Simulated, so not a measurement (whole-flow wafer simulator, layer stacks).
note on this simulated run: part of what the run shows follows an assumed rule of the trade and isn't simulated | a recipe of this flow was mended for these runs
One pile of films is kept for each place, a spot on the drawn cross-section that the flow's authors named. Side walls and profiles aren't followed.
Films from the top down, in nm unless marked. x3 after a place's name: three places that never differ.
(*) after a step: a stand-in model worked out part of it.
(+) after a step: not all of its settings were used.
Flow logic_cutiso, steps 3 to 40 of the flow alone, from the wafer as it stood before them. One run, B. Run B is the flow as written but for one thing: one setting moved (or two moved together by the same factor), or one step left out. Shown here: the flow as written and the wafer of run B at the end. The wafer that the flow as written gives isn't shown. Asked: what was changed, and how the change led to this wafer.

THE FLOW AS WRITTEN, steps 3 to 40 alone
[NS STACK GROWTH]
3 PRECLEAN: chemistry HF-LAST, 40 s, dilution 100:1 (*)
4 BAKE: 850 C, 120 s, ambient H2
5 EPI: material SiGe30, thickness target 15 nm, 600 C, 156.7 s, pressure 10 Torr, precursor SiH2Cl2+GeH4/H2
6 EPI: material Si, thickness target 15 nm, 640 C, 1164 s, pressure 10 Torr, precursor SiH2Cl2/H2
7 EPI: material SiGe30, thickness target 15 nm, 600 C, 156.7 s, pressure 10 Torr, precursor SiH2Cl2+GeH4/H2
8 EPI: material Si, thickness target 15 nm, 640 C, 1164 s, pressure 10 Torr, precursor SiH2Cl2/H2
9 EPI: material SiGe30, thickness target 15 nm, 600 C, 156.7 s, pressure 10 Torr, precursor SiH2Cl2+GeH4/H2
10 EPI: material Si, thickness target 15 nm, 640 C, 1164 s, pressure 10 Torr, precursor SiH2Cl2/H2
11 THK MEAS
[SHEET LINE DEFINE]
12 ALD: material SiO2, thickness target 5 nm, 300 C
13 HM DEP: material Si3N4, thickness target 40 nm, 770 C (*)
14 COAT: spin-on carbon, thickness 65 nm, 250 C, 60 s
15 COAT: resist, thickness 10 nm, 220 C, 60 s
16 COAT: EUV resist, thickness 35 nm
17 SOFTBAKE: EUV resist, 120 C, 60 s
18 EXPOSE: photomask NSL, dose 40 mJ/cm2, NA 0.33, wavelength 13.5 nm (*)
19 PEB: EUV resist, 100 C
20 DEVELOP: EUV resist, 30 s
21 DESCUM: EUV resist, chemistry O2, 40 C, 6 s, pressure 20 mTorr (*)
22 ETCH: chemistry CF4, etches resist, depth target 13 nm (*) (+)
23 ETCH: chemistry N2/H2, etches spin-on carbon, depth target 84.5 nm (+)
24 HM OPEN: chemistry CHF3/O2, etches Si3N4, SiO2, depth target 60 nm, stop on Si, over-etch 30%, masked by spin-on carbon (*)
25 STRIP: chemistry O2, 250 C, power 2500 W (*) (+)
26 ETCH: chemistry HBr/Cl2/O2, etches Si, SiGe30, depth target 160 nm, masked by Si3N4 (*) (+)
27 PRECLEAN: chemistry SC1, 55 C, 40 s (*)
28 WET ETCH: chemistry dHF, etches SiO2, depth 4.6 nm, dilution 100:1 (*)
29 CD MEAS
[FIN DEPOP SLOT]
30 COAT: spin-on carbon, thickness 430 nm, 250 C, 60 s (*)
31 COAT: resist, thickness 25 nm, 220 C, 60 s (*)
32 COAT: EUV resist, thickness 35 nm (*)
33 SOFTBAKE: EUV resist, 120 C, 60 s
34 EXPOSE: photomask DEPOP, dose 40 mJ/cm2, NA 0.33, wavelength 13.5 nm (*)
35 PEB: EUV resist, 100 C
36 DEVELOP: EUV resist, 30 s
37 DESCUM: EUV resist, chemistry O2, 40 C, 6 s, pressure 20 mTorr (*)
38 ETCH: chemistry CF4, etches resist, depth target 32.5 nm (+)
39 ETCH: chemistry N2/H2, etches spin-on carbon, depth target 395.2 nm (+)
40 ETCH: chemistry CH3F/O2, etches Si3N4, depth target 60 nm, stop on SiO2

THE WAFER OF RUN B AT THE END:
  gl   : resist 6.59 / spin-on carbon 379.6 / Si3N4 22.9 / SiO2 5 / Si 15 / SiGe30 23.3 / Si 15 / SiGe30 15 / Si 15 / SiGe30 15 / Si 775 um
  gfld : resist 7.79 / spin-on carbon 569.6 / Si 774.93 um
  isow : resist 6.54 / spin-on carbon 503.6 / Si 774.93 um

The cause: step 9, EPI: thickness target 23.2 nm was run, where the flow has thickness target 15 nm; step 9, EPI: 242.9 s was run, where the flow has 156.7 s.

How the change led to this, step by step:
  9 EPI: material SiGe30, thickness target 15 nm, 600 C, 156.7 s, pressure 10 Torr, precursor SiH2Cl2+GeH4/H2
      depop, dpovl, gfld and 19 more: SiGe30 +23.3 (new film) (as written it would be: SiGe30 +15 (new film))
  26 ETCH: chemistry HBr/Cl2/O2, etches Si, SiGe30, depth target 160 nm, masked by Si3N4 (*) (+)
      dpovl, gfld, gxf, iso, isow, lnri, nsgap: chemical SiO2 -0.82 (all of it), Si -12 (all of it), SiGe30 -23.3 (all of it), Si -15 (all of it), SiGe30 -15 (all of it), Si -15 (all of it), SiGe30 -15 (all of it), Si -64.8 (as written it would be: chemical SiO2 -0.82 (all of it), Si -12 (all of it), SiGe30 -15 (all of it), Si -15 (all of it), SiGe30 -15 (all of it), Si -15 (all of it), SiGe30 -15 (all of it), Si -73)
